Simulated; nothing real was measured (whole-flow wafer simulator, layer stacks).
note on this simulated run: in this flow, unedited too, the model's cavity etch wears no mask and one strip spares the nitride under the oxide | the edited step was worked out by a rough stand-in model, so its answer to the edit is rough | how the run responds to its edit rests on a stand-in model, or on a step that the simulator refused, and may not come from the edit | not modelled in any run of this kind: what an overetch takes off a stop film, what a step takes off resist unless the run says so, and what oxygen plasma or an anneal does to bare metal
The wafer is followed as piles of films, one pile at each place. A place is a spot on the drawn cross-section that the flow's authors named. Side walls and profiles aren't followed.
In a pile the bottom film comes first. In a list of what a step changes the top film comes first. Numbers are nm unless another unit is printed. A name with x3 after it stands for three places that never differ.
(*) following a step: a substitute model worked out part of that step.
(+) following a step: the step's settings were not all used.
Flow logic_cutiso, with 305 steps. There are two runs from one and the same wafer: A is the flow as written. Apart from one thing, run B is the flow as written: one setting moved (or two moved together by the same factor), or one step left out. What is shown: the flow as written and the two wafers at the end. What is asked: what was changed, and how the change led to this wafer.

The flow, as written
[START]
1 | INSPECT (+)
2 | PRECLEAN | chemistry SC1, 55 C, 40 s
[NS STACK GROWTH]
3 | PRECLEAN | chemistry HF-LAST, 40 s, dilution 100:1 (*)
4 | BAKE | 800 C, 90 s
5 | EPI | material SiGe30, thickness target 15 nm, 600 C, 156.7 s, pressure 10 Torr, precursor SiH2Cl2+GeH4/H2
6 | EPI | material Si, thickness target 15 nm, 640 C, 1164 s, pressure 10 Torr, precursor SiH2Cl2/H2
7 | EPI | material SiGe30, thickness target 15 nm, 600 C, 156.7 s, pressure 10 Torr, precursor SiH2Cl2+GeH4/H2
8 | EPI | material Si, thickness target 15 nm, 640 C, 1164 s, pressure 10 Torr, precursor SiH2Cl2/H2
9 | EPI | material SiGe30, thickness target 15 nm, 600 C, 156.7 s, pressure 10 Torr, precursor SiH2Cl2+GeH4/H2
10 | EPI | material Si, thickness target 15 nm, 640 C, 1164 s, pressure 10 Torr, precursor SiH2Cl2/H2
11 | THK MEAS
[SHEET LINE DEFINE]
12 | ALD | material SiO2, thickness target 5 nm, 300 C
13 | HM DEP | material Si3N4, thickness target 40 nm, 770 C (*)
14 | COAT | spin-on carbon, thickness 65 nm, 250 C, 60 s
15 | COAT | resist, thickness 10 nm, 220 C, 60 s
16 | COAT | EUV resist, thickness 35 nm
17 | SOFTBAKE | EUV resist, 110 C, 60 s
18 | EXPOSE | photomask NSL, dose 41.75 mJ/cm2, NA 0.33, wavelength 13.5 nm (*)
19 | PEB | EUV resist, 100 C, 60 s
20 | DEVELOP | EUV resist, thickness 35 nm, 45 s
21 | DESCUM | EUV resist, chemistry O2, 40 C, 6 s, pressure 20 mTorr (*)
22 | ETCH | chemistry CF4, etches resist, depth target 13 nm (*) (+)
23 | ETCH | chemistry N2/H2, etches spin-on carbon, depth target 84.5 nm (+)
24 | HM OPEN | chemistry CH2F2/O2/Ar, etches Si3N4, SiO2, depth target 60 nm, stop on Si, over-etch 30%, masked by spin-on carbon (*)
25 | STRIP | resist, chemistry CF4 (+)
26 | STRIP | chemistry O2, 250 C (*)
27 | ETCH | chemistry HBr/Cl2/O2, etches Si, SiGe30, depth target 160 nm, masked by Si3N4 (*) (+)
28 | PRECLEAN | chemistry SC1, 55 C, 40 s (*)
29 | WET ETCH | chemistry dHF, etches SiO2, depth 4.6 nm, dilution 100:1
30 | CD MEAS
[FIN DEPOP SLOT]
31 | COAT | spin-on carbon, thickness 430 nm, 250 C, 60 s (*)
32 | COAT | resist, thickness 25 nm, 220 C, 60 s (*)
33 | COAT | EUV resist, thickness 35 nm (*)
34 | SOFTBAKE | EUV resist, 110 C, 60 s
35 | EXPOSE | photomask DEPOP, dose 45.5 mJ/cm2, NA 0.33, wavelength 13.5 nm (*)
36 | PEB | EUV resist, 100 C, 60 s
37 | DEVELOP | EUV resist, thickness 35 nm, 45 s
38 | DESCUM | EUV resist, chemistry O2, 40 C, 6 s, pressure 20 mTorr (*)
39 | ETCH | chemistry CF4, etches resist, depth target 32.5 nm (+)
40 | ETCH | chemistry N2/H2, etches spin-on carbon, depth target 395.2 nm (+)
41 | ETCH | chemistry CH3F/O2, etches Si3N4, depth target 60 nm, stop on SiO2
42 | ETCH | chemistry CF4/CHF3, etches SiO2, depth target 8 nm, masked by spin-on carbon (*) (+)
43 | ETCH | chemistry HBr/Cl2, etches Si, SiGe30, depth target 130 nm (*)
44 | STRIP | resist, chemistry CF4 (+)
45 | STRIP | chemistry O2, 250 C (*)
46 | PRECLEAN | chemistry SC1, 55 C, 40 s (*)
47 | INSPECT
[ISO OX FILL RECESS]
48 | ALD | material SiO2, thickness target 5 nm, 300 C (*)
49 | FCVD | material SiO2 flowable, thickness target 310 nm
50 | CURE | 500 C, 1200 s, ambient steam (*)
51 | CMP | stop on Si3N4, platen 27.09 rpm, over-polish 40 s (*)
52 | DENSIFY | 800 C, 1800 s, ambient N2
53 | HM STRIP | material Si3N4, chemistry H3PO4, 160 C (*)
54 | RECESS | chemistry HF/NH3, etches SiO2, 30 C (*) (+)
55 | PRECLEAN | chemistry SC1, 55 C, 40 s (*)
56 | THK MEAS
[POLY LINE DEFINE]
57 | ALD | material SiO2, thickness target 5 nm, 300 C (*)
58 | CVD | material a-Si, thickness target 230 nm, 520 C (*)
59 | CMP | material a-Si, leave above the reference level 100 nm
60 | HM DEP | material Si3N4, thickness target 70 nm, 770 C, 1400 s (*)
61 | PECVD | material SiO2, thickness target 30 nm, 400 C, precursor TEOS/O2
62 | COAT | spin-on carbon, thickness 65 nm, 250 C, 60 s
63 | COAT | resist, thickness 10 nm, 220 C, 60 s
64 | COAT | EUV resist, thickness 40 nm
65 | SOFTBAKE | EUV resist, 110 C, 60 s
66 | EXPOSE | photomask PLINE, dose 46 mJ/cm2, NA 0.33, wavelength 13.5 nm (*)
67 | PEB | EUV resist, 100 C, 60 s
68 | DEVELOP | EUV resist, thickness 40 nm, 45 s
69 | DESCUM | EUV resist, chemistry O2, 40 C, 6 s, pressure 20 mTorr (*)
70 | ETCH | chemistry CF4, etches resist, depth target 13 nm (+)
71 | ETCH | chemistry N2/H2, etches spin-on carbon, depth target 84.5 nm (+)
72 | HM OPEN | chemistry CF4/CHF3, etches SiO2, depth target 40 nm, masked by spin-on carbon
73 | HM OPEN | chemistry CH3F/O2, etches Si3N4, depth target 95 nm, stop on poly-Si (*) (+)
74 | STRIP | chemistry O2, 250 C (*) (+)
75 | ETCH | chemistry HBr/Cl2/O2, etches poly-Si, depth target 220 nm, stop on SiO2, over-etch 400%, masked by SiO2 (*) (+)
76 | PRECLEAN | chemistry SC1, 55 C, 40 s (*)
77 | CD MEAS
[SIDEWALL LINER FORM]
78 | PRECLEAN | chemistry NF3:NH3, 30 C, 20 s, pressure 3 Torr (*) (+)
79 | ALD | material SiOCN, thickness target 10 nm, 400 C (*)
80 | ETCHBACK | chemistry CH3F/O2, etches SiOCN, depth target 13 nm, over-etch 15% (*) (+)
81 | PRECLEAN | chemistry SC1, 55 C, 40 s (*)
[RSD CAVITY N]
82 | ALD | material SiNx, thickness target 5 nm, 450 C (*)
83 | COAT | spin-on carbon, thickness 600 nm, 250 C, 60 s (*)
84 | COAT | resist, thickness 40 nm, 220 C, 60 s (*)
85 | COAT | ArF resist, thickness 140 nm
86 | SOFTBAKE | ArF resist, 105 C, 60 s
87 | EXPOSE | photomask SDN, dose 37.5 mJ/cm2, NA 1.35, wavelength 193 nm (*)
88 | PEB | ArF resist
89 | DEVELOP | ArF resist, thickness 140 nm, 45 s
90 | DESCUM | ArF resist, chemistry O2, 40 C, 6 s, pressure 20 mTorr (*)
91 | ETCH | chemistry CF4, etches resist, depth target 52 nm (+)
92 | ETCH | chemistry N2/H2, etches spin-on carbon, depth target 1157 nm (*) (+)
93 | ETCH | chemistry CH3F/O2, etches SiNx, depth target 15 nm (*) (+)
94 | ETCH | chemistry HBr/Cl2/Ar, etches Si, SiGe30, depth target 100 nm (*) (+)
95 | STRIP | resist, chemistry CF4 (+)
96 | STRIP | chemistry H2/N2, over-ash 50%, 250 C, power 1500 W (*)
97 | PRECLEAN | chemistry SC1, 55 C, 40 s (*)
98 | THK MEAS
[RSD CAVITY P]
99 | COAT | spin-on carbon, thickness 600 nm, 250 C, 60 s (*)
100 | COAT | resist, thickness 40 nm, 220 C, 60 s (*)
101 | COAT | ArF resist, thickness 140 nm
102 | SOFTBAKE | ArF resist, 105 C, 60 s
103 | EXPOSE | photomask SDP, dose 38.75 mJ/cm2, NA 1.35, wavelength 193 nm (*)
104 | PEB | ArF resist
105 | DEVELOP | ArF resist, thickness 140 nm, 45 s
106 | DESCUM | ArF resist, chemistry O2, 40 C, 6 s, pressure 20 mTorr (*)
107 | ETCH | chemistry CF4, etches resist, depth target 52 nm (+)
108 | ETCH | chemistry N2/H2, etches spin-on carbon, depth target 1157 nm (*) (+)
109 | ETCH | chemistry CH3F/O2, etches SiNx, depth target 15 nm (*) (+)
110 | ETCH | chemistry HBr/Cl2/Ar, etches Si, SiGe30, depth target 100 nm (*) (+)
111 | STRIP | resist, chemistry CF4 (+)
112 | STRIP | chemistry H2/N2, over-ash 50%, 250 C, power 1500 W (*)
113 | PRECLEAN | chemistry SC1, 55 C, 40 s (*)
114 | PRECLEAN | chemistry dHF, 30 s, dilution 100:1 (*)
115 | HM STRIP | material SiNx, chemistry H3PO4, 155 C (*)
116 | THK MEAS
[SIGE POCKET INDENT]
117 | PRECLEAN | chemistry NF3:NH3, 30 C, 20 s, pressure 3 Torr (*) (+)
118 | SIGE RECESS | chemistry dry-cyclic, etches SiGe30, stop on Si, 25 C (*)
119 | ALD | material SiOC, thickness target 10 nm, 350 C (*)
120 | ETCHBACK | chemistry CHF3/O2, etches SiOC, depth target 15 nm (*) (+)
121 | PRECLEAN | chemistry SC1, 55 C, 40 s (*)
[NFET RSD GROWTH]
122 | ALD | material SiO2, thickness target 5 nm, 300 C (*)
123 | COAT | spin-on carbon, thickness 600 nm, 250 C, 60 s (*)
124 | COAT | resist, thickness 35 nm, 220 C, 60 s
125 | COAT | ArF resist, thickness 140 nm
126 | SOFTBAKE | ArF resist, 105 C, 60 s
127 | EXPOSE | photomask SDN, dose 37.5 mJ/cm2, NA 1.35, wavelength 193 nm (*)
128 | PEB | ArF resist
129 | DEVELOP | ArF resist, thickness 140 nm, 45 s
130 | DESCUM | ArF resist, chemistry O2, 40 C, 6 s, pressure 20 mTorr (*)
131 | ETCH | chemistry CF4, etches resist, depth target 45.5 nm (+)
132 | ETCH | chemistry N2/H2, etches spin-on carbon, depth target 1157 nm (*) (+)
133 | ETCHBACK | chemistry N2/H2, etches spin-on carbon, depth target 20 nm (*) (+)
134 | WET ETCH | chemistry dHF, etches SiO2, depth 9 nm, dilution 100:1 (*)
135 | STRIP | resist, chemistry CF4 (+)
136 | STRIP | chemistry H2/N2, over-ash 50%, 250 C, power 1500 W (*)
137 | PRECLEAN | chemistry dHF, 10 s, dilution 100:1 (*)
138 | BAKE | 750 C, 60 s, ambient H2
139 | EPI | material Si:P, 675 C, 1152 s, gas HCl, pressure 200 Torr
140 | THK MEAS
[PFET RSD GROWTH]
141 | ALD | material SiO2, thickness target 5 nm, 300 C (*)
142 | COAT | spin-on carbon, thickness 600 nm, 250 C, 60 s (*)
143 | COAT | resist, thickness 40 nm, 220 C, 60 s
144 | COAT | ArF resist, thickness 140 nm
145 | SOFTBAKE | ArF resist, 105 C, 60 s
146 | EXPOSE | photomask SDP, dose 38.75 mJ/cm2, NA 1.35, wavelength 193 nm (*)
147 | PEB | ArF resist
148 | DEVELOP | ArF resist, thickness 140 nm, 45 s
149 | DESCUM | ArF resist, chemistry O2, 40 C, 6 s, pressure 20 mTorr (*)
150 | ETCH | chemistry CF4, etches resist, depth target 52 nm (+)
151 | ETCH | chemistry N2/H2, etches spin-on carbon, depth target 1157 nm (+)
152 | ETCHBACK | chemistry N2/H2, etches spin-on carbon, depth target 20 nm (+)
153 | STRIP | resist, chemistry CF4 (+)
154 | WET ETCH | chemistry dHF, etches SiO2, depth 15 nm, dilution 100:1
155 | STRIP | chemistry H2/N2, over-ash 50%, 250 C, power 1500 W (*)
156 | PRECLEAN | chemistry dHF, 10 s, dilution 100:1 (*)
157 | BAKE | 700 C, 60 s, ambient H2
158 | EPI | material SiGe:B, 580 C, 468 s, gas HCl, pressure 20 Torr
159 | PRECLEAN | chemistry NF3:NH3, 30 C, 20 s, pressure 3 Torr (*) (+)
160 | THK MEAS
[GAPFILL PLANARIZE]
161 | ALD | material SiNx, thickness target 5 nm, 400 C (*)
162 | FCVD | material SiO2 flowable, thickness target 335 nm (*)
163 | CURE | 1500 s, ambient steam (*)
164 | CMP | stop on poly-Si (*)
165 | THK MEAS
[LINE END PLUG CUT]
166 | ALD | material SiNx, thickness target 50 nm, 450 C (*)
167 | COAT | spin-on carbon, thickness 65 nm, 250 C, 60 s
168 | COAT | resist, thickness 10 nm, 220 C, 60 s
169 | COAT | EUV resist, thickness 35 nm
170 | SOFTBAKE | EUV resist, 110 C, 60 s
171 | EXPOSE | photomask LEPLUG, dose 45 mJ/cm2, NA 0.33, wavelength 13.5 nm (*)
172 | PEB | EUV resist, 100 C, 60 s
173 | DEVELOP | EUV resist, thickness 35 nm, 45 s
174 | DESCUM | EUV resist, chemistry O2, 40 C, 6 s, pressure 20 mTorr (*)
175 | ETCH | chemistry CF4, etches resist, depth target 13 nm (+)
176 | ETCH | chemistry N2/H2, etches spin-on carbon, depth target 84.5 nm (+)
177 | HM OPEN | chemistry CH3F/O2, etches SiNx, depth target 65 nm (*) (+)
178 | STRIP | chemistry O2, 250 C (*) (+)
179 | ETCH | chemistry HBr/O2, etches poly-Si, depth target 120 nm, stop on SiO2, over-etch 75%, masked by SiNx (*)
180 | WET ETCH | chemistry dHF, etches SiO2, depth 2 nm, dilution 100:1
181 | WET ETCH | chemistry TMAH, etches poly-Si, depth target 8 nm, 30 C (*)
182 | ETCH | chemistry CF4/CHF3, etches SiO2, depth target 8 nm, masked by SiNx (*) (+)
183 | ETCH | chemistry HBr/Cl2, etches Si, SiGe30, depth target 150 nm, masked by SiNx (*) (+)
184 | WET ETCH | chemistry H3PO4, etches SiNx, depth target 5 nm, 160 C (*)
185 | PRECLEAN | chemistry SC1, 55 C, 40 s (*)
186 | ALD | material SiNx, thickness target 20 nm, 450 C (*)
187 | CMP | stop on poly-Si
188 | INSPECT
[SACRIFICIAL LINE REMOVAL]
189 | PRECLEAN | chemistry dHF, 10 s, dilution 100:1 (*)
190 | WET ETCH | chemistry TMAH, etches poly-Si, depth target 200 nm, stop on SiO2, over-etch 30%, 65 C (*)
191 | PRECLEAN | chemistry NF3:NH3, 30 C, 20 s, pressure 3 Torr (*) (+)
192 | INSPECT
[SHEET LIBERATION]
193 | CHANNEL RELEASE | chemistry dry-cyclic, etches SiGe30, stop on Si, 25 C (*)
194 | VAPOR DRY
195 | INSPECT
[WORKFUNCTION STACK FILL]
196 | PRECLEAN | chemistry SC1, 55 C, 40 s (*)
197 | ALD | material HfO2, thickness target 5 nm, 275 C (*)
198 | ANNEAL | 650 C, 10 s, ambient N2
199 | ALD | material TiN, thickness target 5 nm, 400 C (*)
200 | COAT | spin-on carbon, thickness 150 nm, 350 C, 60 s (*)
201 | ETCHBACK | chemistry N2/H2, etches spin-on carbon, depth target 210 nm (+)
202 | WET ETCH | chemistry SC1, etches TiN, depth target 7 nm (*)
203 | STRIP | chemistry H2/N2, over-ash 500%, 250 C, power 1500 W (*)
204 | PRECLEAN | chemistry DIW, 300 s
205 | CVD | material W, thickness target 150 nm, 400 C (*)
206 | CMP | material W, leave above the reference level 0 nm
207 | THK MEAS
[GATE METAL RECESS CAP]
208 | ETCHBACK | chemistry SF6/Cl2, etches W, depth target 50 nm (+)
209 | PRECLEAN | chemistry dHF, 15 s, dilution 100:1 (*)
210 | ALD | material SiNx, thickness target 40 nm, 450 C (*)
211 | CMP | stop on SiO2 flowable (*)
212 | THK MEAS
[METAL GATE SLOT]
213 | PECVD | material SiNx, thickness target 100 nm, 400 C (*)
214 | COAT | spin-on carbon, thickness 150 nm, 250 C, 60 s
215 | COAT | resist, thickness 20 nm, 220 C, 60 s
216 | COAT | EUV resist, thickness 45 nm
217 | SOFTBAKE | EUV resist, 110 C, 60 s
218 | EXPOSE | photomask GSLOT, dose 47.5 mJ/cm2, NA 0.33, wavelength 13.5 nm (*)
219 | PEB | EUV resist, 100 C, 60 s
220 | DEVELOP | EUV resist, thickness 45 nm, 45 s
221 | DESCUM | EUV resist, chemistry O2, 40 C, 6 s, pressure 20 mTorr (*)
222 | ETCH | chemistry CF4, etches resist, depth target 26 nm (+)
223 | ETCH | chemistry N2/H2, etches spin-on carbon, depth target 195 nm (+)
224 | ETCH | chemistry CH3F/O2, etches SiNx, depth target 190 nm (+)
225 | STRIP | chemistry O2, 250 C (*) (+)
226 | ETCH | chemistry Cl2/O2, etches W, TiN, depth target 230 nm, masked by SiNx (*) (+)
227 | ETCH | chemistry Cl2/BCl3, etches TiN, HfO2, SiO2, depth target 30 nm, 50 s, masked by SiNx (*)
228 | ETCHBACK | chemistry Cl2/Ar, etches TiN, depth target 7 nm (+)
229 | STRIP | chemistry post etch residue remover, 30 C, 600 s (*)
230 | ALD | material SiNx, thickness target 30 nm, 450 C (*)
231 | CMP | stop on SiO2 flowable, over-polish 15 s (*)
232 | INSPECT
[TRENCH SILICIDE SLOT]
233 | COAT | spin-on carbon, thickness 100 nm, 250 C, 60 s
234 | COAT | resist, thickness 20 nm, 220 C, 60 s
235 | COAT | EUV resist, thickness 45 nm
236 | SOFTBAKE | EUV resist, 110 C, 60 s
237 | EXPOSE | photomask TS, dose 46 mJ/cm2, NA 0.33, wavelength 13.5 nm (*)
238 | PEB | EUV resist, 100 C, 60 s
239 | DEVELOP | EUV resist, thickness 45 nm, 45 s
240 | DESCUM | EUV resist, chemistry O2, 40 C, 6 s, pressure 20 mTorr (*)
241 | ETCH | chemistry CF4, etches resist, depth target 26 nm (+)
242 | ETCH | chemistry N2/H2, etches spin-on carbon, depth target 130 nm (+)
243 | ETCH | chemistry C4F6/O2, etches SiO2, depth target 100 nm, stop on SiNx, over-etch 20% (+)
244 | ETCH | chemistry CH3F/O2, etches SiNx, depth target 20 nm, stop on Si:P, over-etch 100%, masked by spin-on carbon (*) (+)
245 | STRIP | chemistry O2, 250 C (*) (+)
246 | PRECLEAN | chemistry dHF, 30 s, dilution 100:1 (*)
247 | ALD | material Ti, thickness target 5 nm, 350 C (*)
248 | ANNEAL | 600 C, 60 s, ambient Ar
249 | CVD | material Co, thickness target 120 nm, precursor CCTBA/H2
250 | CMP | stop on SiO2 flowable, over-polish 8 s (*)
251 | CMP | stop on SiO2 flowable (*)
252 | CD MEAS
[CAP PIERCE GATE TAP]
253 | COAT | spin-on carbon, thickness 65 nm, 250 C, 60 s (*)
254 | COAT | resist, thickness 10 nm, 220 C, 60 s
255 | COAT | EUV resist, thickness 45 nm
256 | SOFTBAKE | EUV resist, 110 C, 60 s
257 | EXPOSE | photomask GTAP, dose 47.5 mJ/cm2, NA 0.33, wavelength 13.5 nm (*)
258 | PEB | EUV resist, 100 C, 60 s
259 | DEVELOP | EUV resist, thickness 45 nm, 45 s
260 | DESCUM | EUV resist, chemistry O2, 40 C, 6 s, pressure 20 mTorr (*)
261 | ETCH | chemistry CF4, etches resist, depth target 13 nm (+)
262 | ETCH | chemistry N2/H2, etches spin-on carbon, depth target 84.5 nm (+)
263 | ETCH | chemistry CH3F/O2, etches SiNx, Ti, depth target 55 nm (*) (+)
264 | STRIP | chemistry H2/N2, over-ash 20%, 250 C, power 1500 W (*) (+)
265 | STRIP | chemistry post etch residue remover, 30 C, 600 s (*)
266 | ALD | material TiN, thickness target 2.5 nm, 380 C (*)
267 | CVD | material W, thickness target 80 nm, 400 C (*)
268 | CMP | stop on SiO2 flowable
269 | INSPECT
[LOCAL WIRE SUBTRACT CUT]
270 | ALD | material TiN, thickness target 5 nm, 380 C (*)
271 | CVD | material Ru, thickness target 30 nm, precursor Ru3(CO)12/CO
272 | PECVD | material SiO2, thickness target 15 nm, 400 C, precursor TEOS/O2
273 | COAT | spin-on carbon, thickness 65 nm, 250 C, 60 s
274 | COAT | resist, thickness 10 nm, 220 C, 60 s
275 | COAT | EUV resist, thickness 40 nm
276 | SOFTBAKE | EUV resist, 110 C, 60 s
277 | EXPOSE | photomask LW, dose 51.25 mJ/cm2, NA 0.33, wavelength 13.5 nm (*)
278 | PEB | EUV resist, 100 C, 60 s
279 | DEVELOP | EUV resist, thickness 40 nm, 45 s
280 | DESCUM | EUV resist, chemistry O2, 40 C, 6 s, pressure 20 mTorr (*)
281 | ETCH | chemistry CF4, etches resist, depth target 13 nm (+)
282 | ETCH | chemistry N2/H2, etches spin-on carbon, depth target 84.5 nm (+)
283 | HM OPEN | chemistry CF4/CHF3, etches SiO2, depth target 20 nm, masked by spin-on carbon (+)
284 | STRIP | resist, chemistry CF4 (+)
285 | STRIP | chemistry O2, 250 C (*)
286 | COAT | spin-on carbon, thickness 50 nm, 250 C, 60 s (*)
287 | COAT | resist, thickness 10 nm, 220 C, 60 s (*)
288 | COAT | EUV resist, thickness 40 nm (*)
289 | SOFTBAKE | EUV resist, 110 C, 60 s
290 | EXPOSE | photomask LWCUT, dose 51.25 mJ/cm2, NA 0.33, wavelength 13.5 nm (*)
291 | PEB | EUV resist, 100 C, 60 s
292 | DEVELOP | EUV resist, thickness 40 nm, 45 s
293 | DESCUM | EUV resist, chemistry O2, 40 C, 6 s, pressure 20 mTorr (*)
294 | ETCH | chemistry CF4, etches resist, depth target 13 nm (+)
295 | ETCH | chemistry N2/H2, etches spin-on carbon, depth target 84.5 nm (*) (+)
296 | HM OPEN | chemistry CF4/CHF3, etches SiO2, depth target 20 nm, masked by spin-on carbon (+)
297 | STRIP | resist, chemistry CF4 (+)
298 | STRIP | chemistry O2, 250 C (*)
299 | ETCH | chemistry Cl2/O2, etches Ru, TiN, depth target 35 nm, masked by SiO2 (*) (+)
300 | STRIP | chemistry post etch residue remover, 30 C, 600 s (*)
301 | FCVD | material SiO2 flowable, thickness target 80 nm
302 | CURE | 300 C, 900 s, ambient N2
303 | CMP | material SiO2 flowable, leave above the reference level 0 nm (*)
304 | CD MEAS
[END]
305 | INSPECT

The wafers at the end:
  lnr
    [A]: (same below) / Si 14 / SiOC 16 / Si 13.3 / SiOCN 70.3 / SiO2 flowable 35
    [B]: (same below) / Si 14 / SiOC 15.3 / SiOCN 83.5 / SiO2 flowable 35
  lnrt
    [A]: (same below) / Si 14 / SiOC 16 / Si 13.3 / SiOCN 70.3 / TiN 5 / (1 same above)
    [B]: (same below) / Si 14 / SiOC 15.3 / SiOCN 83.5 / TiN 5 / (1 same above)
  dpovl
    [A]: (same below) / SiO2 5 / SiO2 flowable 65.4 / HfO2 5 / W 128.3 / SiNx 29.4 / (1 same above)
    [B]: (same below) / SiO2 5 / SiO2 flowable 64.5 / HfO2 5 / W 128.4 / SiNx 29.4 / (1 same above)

Cause: step 57, ALD: thickness target 4.2 nm was run, while the flow as written has thickness target 5 nm.

How this came from the change, step by step:
  57 | ALD | material SiO2, thickness target 5 nm, 300 C (*)
      depop, dpovl, gfld and 19 more: A SiO2 gains 5 (new film) | B SiO2 gains 4.2 (new film)
  75 | ETCH | chemistry HBr/Cl2/O2, etches poly-Si, depth target 220 nm, stop on SiO2, over-etch 400%, masked by SiO2 (*) (+)
      lnr, lnrp, lnrt, rsdn, rsdp, rsdw, rsdx: A chemical SiO2 loses 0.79 (all of it), poly-Si loses 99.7 (all of it), SiO2 loses 5 (all of it) | B chemical SiO2 loses 0.79 (all of it), poly-Si loses 99.7 (all of it), SiO2 loses 4.2 (all of it), chemical SiO2 loses 0.49 (all of it), Si loses 13.9 (all of it)
      iso, lnri: A chemical SiO2 loses 0.79 (all of it), poly-Si loses 189.1 (all of it), SiO2 loses 4.55 | B chemical SiO2 loses 0.79 (all of it), poly-Si loses 189.1 (all of it), SiO2 loses 4.2 (all of it), SiO2 flowable loses 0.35
  80 | ETCHBACK | chemistry CH3F/O2, etches SiOCN, depth target 13 nm, over-etch 15% (*) (+)
      rsdn, rsdp, rsdw, rsdx: A SiOCN loses 10 (all of it), Si loses 0.7 | B SiOCN loses 10 (all of it), SiGe30 loses 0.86
      lnr, lnrp, lnrt: A SiOCN gains 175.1 | B SiOCN gains 188.3
  94 | ETCH | chemistry HBr/Cl2/Ar, etches Si, SiGe30, depth target 100 nm (*) (+)
      rsdn, rsdx: A chemical SiO2 loses 0.49 (all of it), Si loses 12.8 (all of it), SiGe30 loses 15 (all of it), Si loses 15 (all of it), SiGe30 loses 15 (all of it), Si loses 15 (all of it), SiGe30 loses 15 (all of it), Si loses 12.2 | B chemical SiO2 loses 0.49 (all of it), SiGe30 loses 13.7 (all of it), Si loses 15 (all of it), SiGe30 loses 15 (all of it), Si loses 15 (all of it), SiGe30 loses 15 (all of it), Si loses 26.3
  110 | ETCH | chemistry HBr/Cl2/Ar, etches Si, SiGe30, depth target 100 nm (*) (+)
      rsdp, rsdw: A chemical SiO2 loses 0.49 (all of it), Si loses 12.8 (all of it), SiGe30 loses 15 (all of it), Si loses 15 (all of it), SiGe30 loses 15 (all of it), Si loses 15 (all of it), SiGe30 loses 15 (all of it), Si loses 12.2 | B chemical SiO2 loses 0.49 (all of it), SiGe30 loses 13.7 (all of it), Si loses 15 (all of it), SiGe30 loses 15 (all of it), Si loses 15 (all of it), SiGe30 loses 15 (all of it), Si loses 26.3
  118 | SIGE RECESS | chemistry dry-cyclic, etches SiGe30, stop on Si, 25 C (*)
      lnr, lnrp, lnrt: A SiOCN loses 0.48, Si loses 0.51, cavity gains 16 (new film), SiGe30 loses 15 (all of it), Si loses 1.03, cavity gains 16 (new film), SiGe30 loses 15 (all of it), Si loses 1.03, cavity gains 16 (new film), SiGe30 loses 15 (all of it), Si loses 0.51 | B SiOCN loses 0.48, cavity gains 15.3 (new film), SiGe30 loses 14.8 (all of it), Si loses 1.03, cavity gains 16 (new film), SiGe30 loses 15 (all of it), Si loses 1.03, cavity gains 16 (new film), SiGe30 loses 15 (all of it), Si loses 0.51
  119 | ALD | material SiOC, thickness target 10 nm, 350 C (*)
      lnr, lnrp, lnrt: A SiOC gains 10 (new film), SiOC gains 16 (new film), cavity loses 16 (all of it), SiOC gains 16 (new film), cavity loses 16 (all of it), SiOC gains 16 (new film), cavity loses 16 (all of it) | B SiOC gains 10 (new film), SiOC gains 15.3 (new film), cavity loses 15.3 (all of it), SiOC gains 16 (new film), cavity loses 16 (all of it), SiOC gains 16 (new film), cavity loses 16 (all of it)
  139 | EPI | material Si:P, 675 C, 1152 s, gas HCl, pressure 200 Torr
      rsdn, rsdx: A Si:P gains 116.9 (new film) | B Si:P gains 131 (new film)
  141 | ALD | material SiO2, thickness target 5 nm, 300 C (*)
      gxn: A SiO2 gains 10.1 (new film) | B SiO2 gains 6.15 (new film)
  158 | EPI | material SiGe:B, 580 C, 468 s, gas HCl, pressure 20 Torr
      rsdp, rsdw: A SiGe:B gains 116.8 (new film) | B SiGe:B gains 131 (new film)
  159 | PRECLEAN | chemistry NF3:NH3, 30 C, 20 s, pressure 3 Torr (*) (+)
      gxn: A SiO2 loses 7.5 | B SiO2 loses 4.63 (all of it), Si3N4 loses 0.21
  164 | CMP | stop on poly-Si (*)
      gxn: A SiO2 flowable loses 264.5 (all of it), SiNx loses 5 (all of it), SiO2 loses 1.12 (all of it), Si3N4 loses 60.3 (all of it) | B SiO2 flowable loses 265.8 (all of it), SiNx loses 5 (all of it), Si3N4 loses 60.3 (all of it)
  182 | ETCH | chemistry CF4/CHF3, etches SiO2, depth target 8 nm, masked by SiNx (*) (+)
      depop, dpovl, gfld and 18 more: A SiNx loses 2.89 | B SiNx loses 1.47
      plug: A SiO2 loses 1.14 (all of it), chemical SiO2 loses 0.49 (all of it), Si loses 0.33 | B SiO2 loses 0.34 (all of it), chemical SiO2 loses 0.49 (all of it), Si loses 0.17
  187 | CMP | stop on poly-Si
      depop, dpovl, gfld and 18 more: A SiNx loses 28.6 (all of it) | B SiNx loses 30 (all of it)
      plug: A SiNx loses 28.6 | B SiNx loses 30
  191 | PRECLEAN | chemistry NF3:NH3, 30 C, 20 s, pressure 3 Torr (*) (+)
      depop, dpovl, gfld, gxf, isow, nsgap: A SiO2 loses 5 (all of it), SiO2 flowable loses 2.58 | B SiO2 loses 4.2 (all of it), SiO2 flowable loses 3.5
      gl, glp, gxn, gxp, ns, tap: A SiO2 loses 5 (all of it), chemical SiO2 loses 0.49 (all of it) | B SiO2 loses 4.2 (all of it), chemical SiO2 loses 0.49 (all of it)
  197 | ALD | material HfO2, thickness target 5 nm, 275 C (*)
      gxf: A HfO2 gains 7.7 (new film) | B HfO2 gains 5.06 (new film)
  ... 1 other step ...
  203 | STRIP | chemistry H2/N2, over-ash 500%, 250 C, power 1500 W (*)
      gxn, gxp: A spin-on carbon loses 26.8 (all of it) | B spin-on carbon loses 26 (all of it)
